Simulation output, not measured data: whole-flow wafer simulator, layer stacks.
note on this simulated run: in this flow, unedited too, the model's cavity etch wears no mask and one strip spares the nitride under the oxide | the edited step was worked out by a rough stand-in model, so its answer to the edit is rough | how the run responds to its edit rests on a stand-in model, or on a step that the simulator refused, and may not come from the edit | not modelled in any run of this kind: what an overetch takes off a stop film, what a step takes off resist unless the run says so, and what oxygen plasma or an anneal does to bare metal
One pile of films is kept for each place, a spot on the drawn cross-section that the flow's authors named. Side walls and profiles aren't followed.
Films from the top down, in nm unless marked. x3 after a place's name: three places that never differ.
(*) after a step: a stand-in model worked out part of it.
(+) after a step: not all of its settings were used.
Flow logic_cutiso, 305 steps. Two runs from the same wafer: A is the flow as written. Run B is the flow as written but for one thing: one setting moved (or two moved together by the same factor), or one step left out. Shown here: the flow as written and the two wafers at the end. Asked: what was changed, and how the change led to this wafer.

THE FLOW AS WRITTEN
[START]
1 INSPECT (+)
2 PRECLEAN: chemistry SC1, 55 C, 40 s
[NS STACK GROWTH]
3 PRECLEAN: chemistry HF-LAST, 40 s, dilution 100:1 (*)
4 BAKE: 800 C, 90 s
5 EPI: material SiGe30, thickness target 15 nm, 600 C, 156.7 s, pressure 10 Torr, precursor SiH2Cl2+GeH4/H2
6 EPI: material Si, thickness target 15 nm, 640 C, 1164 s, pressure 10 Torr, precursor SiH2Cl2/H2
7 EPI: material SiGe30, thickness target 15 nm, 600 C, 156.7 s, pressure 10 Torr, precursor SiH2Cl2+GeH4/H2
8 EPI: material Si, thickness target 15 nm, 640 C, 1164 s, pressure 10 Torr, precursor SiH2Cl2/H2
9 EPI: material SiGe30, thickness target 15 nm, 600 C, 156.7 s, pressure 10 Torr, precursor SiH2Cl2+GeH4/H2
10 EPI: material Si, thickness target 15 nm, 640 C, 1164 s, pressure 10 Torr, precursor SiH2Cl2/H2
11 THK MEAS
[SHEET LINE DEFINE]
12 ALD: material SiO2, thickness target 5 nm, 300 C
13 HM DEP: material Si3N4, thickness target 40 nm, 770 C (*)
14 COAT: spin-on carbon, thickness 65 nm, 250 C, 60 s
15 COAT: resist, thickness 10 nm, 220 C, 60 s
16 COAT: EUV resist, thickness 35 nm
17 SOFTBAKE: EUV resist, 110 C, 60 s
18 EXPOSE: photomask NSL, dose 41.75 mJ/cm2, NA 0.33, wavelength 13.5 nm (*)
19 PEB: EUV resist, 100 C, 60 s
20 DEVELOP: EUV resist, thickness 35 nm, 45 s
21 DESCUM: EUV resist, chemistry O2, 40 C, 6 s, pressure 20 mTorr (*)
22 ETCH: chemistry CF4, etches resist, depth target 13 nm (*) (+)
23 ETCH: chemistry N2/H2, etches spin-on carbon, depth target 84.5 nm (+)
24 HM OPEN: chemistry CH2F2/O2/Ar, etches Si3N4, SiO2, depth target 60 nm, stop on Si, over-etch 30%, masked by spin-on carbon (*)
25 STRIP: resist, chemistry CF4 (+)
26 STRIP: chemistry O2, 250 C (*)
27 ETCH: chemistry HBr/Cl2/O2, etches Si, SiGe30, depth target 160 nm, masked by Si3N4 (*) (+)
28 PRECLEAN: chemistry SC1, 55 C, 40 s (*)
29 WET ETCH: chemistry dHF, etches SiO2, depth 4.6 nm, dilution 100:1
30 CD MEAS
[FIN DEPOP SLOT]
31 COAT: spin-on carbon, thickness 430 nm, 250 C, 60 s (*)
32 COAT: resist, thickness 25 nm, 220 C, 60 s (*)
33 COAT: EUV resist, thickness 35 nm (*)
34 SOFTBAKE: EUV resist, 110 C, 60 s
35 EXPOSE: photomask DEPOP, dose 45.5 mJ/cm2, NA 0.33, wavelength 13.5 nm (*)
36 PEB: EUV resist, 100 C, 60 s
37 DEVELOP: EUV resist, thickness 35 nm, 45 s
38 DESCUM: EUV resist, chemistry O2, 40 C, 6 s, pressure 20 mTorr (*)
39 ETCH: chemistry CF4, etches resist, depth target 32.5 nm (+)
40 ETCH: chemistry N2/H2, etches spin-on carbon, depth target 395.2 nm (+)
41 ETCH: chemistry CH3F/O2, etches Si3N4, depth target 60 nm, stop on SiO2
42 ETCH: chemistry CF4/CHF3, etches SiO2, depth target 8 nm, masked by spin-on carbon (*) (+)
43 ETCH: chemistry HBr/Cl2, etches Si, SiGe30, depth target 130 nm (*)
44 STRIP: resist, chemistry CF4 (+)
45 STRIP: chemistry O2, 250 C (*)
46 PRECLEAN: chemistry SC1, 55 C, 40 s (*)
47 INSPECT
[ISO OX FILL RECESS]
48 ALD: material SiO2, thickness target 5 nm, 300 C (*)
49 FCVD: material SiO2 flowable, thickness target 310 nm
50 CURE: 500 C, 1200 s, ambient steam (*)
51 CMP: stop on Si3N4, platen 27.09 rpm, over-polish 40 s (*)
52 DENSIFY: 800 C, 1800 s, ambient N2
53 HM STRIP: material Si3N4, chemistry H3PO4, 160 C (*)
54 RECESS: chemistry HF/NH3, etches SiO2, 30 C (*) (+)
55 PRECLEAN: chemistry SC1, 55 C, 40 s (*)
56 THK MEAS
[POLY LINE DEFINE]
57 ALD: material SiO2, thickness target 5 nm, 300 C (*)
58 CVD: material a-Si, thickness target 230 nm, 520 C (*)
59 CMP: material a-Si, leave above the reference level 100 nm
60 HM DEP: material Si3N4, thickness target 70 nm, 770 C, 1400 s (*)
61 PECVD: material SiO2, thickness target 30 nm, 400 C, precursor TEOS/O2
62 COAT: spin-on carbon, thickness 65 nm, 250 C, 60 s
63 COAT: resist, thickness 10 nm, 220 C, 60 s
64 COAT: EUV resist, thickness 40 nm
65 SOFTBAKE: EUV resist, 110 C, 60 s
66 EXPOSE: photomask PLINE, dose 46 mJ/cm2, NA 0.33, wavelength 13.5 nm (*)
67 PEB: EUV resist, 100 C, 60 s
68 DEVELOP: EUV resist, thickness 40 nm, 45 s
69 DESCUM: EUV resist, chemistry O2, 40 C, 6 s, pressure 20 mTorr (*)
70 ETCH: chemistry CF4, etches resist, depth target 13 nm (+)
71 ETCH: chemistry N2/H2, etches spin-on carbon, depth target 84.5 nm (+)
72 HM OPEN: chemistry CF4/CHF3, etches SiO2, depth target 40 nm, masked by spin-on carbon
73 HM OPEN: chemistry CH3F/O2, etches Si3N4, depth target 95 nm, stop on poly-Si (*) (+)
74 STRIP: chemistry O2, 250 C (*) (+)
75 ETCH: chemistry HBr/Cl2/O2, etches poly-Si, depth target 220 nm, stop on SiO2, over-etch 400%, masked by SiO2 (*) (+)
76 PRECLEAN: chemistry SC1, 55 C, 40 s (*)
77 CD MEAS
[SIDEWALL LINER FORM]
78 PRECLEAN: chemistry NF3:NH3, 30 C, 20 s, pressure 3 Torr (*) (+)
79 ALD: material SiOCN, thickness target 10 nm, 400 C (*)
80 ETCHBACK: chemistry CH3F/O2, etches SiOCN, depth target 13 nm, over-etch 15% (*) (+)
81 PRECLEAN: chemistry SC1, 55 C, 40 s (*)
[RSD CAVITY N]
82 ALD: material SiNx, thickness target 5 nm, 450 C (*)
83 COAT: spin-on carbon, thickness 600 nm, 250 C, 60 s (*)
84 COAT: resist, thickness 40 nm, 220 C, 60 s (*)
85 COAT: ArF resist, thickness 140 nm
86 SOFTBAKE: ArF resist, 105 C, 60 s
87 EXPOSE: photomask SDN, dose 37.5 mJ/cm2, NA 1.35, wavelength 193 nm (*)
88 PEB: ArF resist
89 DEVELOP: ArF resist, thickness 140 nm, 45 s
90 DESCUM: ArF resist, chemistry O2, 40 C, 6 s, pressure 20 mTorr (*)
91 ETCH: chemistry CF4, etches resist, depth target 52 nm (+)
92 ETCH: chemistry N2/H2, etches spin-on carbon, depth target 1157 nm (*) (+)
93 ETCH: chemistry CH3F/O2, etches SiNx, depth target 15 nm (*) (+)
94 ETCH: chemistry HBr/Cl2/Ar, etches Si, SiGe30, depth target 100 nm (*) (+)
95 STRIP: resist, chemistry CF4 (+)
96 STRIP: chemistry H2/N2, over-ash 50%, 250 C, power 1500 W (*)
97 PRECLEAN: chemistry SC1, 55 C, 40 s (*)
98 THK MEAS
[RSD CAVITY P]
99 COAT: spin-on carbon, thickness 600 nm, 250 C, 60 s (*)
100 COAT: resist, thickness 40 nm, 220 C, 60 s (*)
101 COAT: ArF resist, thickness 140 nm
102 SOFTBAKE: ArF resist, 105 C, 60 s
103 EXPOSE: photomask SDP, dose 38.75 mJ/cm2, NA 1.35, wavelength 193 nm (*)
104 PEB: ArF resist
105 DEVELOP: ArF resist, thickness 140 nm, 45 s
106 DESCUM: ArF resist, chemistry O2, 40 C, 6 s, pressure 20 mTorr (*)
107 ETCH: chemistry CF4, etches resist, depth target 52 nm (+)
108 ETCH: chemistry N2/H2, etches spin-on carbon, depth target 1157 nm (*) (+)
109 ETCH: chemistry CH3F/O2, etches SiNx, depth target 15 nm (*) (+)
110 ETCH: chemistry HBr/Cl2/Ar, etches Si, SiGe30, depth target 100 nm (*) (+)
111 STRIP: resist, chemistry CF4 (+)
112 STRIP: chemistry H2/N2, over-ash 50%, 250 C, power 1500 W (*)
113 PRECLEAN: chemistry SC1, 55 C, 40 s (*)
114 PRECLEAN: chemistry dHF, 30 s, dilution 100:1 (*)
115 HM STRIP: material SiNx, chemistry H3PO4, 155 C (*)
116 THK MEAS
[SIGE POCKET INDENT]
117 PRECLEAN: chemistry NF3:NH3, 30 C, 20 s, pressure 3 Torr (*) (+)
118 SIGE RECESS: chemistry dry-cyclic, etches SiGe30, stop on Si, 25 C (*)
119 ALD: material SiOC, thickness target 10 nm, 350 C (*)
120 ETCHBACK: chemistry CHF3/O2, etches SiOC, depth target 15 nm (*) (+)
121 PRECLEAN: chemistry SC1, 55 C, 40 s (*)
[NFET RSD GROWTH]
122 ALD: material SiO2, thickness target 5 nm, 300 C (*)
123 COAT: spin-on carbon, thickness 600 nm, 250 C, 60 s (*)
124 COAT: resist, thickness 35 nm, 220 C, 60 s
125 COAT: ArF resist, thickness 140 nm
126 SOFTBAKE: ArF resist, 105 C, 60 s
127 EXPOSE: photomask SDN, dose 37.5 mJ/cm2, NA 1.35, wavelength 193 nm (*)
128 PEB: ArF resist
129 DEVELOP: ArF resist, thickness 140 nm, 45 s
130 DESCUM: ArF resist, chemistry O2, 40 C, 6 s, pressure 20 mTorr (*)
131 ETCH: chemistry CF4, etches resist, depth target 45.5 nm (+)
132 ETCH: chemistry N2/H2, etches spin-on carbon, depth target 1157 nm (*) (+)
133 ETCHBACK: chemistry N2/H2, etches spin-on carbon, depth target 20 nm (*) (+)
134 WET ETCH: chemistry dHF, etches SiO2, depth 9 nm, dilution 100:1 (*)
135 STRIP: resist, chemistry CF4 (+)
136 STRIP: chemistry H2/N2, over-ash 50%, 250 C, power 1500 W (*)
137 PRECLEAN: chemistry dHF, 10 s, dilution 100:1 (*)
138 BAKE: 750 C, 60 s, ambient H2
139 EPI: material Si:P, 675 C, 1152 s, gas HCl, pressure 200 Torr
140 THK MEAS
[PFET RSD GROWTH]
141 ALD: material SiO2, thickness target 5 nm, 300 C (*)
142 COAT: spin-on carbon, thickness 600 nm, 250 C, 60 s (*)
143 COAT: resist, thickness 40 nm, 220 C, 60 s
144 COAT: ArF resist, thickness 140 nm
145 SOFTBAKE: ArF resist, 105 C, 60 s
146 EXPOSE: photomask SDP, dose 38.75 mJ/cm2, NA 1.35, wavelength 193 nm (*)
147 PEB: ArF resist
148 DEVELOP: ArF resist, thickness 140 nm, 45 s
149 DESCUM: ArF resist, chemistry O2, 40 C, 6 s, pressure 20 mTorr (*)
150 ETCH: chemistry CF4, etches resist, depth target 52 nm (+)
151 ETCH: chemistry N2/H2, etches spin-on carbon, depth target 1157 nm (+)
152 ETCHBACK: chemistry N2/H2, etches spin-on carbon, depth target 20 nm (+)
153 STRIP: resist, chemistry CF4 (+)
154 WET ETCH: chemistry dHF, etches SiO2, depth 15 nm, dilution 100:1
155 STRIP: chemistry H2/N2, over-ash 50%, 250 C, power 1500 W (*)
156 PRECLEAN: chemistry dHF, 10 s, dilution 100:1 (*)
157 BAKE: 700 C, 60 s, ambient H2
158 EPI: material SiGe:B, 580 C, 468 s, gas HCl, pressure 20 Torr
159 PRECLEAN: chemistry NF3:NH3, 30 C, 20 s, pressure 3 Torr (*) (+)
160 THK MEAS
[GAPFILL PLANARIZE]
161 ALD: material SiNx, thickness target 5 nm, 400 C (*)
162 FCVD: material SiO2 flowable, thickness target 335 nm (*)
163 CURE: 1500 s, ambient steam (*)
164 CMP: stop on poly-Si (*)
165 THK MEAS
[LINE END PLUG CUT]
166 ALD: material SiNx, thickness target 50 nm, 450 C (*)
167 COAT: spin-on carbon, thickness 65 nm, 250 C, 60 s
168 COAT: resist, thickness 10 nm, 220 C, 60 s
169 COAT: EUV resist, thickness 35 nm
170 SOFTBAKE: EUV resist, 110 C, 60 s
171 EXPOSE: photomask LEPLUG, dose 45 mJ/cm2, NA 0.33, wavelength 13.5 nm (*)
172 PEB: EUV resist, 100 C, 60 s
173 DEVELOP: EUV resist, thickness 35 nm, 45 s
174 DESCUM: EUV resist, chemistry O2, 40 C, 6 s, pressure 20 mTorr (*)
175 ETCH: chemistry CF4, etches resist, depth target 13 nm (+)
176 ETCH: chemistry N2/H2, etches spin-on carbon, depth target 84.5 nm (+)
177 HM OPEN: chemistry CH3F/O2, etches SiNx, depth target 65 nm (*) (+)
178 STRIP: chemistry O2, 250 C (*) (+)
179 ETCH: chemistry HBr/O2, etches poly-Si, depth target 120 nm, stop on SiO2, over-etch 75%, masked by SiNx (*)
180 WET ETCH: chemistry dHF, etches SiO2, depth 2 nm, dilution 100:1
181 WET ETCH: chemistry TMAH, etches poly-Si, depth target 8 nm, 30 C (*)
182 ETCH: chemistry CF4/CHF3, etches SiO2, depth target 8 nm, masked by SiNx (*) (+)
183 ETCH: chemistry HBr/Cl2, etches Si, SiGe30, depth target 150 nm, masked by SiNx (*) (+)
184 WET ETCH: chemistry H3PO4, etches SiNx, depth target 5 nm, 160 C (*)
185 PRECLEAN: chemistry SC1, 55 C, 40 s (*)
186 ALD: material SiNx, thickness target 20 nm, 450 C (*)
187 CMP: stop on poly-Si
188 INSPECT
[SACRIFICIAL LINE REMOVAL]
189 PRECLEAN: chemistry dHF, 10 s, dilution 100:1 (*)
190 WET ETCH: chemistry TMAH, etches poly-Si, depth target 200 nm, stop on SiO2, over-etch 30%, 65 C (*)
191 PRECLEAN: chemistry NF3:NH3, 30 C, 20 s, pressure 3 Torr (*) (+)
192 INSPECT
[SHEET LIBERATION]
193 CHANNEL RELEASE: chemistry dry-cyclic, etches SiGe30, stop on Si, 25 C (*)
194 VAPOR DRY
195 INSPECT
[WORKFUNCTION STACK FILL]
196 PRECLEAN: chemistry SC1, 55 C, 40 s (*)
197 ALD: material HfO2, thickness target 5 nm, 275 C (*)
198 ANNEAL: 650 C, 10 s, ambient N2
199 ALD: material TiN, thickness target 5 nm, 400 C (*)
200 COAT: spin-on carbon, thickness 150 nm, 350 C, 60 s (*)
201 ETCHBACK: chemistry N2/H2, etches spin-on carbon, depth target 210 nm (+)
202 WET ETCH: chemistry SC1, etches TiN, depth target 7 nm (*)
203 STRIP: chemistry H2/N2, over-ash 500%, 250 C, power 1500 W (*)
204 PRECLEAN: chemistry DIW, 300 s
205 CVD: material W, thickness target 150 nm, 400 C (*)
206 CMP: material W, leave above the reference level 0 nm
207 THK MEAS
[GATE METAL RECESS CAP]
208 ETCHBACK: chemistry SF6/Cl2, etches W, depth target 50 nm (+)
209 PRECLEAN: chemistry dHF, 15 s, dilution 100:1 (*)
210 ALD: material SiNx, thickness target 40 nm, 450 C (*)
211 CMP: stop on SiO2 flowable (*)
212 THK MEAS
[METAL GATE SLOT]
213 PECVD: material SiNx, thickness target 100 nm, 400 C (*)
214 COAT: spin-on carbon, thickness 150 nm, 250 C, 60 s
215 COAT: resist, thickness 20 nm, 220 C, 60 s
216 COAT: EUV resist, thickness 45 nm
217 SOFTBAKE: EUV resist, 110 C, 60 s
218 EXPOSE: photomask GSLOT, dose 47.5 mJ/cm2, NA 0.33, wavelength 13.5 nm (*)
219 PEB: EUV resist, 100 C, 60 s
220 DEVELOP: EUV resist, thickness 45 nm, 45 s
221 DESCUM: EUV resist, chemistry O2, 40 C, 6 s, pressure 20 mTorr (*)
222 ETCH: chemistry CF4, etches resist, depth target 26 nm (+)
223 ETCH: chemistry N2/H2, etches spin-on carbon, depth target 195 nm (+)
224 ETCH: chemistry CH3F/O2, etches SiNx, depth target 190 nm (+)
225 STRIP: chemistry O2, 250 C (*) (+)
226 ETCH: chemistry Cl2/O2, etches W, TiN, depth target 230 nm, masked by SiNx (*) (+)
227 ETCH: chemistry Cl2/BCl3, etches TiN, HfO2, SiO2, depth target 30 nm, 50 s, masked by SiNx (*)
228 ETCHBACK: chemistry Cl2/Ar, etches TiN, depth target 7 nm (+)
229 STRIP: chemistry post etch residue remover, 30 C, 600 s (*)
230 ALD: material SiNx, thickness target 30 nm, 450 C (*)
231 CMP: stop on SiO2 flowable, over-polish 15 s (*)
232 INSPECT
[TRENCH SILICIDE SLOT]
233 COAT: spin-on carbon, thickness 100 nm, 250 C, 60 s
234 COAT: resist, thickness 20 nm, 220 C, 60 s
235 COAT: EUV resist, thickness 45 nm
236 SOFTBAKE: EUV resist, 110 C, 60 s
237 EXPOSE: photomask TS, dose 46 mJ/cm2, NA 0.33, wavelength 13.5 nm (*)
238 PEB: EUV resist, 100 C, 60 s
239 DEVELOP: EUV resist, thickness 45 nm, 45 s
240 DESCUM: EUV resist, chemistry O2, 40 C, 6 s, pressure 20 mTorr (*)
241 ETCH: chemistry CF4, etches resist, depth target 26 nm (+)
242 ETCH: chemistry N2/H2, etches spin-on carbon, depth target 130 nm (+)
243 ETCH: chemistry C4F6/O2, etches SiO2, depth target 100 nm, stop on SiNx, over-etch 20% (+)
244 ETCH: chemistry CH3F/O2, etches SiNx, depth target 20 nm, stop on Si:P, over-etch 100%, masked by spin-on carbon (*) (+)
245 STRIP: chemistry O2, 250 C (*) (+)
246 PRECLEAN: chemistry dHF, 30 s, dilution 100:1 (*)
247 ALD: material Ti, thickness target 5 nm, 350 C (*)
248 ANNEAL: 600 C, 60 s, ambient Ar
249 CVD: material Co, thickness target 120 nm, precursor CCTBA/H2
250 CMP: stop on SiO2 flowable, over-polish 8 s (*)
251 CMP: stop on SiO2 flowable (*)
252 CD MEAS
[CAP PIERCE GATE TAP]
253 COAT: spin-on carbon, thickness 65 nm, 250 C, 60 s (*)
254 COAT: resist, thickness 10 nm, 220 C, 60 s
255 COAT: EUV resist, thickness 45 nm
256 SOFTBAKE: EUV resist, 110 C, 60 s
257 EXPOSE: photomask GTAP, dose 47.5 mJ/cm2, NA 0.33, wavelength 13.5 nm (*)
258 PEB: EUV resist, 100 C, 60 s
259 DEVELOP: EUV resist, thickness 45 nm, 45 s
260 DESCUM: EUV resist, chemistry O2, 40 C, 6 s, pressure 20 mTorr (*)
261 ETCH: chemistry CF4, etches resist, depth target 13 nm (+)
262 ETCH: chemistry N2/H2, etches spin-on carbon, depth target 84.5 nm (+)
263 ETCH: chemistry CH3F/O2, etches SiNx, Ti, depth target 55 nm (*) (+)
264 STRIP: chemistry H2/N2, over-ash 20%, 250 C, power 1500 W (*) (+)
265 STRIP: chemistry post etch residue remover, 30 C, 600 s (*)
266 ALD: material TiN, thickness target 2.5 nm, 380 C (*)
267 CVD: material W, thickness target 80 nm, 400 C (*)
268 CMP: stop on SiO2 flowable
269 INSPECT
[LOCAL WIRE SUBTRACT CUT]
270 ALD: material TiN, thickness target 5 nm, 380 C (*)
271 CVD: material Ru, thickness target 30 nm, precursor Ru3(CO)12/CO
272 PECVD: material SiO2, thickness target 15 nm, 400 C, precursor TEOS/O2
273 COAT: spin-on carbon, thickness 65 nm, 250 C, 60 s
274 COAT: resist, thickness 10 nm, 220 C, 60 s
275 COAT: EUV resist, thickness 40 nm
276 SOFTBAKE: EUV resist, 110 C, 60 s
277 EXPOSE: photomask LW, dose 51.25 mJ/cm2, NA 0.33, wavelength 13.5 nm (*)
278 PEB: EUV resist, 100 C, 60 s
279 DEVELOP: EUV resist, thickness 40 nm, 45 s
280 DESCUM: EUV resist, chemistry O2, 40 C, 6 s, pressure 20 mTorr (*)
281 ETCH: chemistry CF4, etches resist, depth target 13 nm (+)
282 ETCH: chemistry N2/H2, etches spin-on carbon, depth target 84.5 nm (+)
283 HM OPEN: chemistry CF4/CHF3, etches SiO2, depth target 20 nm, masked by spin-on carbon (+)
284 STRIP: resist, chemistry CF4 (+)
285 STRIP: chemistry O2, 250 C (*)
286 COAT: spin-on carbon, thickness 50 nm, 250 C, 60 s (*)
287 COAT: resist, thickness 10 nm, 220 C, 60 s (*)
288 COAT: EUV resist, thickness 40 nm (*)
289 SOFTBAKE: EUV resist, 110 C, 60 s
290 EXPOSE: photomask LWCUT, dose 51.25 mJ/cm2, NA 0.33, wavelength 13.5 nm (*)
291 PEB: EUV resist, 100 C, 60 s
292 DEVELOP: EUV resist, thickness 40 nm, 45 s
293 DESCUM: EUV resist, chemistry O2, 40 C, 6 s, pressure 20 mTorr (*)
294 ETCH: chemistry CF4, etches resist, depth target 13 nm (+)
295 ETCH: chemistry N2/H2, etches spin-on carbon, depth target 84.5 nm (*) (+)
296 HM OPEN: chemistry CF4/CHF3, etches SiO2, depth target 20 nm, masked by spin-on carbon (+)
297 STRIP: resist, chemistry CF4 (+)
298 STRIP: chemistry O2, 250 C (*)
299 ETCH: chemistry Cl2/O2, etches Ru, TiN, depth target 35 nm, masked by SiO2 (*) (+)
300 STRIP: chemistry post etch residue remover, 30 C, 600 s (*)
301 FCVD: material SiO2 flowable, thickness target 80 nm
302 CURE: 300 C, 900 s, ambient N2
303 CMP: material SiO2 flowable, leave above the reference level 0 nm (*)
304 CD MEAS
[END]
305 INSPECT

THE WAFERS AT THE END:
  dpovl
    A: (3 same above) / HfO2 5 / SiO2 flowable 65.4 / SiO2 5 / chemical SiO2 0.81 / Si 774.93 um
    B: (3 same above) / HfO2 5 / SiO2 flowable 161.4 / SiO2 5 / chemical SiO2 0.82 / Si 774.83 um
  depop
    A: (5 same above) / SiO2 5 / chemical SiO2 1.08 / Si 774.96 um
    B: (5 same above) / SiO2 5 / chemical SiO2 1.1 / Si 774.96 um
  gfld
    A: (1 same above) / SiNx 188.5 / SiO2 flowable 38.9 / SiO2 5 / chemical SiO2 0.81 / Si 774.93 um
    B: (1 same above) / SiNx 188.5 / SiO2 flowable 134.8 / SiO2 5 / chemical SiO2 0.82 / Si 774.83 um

The cause: step 27, ETCH: depth target 256 nm was run, where the flow has depth target 160 nm.

How the change led to this, step by step:
  27 ETCH: chemistry HBr/Cl2/O2, etches Si, SiGe30, depth target 160 nm, masked by Si3N4 (*) (+)
      depop, gl, glp and 12 more: A Si3N4 -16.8 | B Si3N4 -25.5
      gfld, gxf, iso, lnri: A chemical SiO2 -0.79 (all of it), Si -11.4 (all of it), SiGe30 -15 (all of it), Si -15 (all of it), SiGe30 -15 (all of it), Si -15 (all of it), SiGe30 -15 (all of it), Si -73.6 | B chemical SiO2 -0.79 (all of it), Si -11.4 (all of it), SiGe30 -15 (all of it), Si -15 (all of it), SiGe30 -15 (all of it), Si -15 (all of it), SiGe30 -15 (all of it), Si -169.6
      (and at 3 more places)
  31 COAT: spin-on carbon, thickness 430 nm, 250 C, 60 s (*)
      depop, ns: A spin-on carbon +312 (new film) | B spin-on carbon +258.3 (new film)
      dpovl, nsgap: A spin-on carbon +503.7 (new film) | B spin-on carbon +537.3 (new film)
      (and at 18 more places)
  40 ETCH: chemistry N2/H2, etches spin-on carbon, depth target 395.2 nm (+)
      depop: A spin-on carbon -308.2 (all of it), Si3N4 -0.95 | B spin-on carbon -254.5 (all of it), Si3N4 -1.53
  41 ETCH: chemistry CH3F/O2, etches Si3N4, depth target 60 nm, stop on SiO2
      gfld, gl, glp and 17 more: A resist -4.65 | B resist -2.78
      depop: A Si3N4 -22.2 (all of it), SiO2 -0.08 | B Si3N4 -12.9 (all of it), SiO2 -0.08
      (and at 1 more place)
  42 ETCH: chemistry CF4/CHF3, etches SiO2, depth target 8 nm, masked by spin-on carbon (*) (+)
      gl: A resist -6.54 (all of it), spin-on carbon -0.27 | B resist -7.37
      glp: A resist -5.75 (all of it), spin-on carbon -0.52 | B resist -7.29 (all of it)
      (and at 16 more places)
  43 ETCH: chemistry HBr/Cl2, etches Si, SiGe30, depth target 130 nm (*)
      gl: A spin-on carbon -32 | B resist -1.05 (all of it), spin-on carbon -30.5
      gxf: A spin-on carbon -32 | B resist -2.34 (all of it), spin-on carbon -28.7
      (and at 10 more places)
  45 STRIP: chemistry O2, 250 C (*)
      gfld, lnri: A chemical SiO2 +0.82 (new film), spin-on carbon -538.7 (all of it), Si -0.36 | B chemical SiO2 +0.83 (new film), spin-on carbon -605.8 (all of it), Si -0.37
      glp, tap: A spin-on carbon -347.6 (all of it) | B spin-on carbon -325.5 (all of it)
      (and at 17 more places)
  49 FCVD: material SiO2 flowable, thickness target 310 nm
      gl, glp, gxn and 10 more: A SiO2 flowable +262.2 (new film) | B SiO2 flowable +240.4 (new film)
      gfld, gxf, iso, lnri: A SiO2 flowable +453.9 (new film) | B SiO2 flowable +519.4 (new film)
      (and at 5 more places)
  50 CURE: 500 C, 1200 s, ambient steam (*)
      depop: A SiO2 flowable -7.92 | B SiO2 flowable -7.22
      dpovl: A SiO2 flowable -7.92 | B SiO2 flowable -7.23
      (and at 13 more places)
  51 CMP: stop on Si3N4, platen 27.09 rpm, over-polish 40 s (*)
      lnrt, rsdn, tap: A SiO2 flowable -254.2 (all of it), SiO2 -5 (all of it), Si3N4 -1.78 | B SiO2 flowable -233.1 (all of it), SiO2 -5 (all of it), Si3N4 -1.78
      gxn, gxp: A SiO2 flowable -253 (all of it), SiO2 -5 (all of it), Si3N4 -1.78 | B SiO2 flowable -231.6 (all of it), SiO2 -5 (all of it), Si3N4 -1.78
      (and at 17 more places)
  52 DENSIFY: 800 C, 1800 s, ambient N2
      gfld, gxf, iso, lnri: A SiO2 flowable -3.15 | B SiO2 flowable -5.23
      dpovl: A SiO2 flowable -2.82 | B SiO2 flowable -3.78
      (and at 2 more places)
  53 HM STRIP: material Si3N4, chemistry H3PO4, 160 C (*)
      gl, glp, gxn and 11 more: A Si3N4 -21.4 (all of it), SiO2 -0.36 | B Si3N4 -12.7 (all of it), SiO2 -0.21
      depop, dpovl, gfld, gxf, iso, isow, lnri, nsgap: A SiO2 flowable -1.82 | B SiO2 flowable -1.08
  54 RECESS: chemistry HF/NH3, etches SiO2, 30 C (*) (+)
      gfld, gxf, iso, lnri: A SiO2 flowable -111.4 | B SiO2 flowable -101.4
      depop: A SiO2 flowable -111.9 | B SiO2 flowable -104.1
      (and at 3 more places)
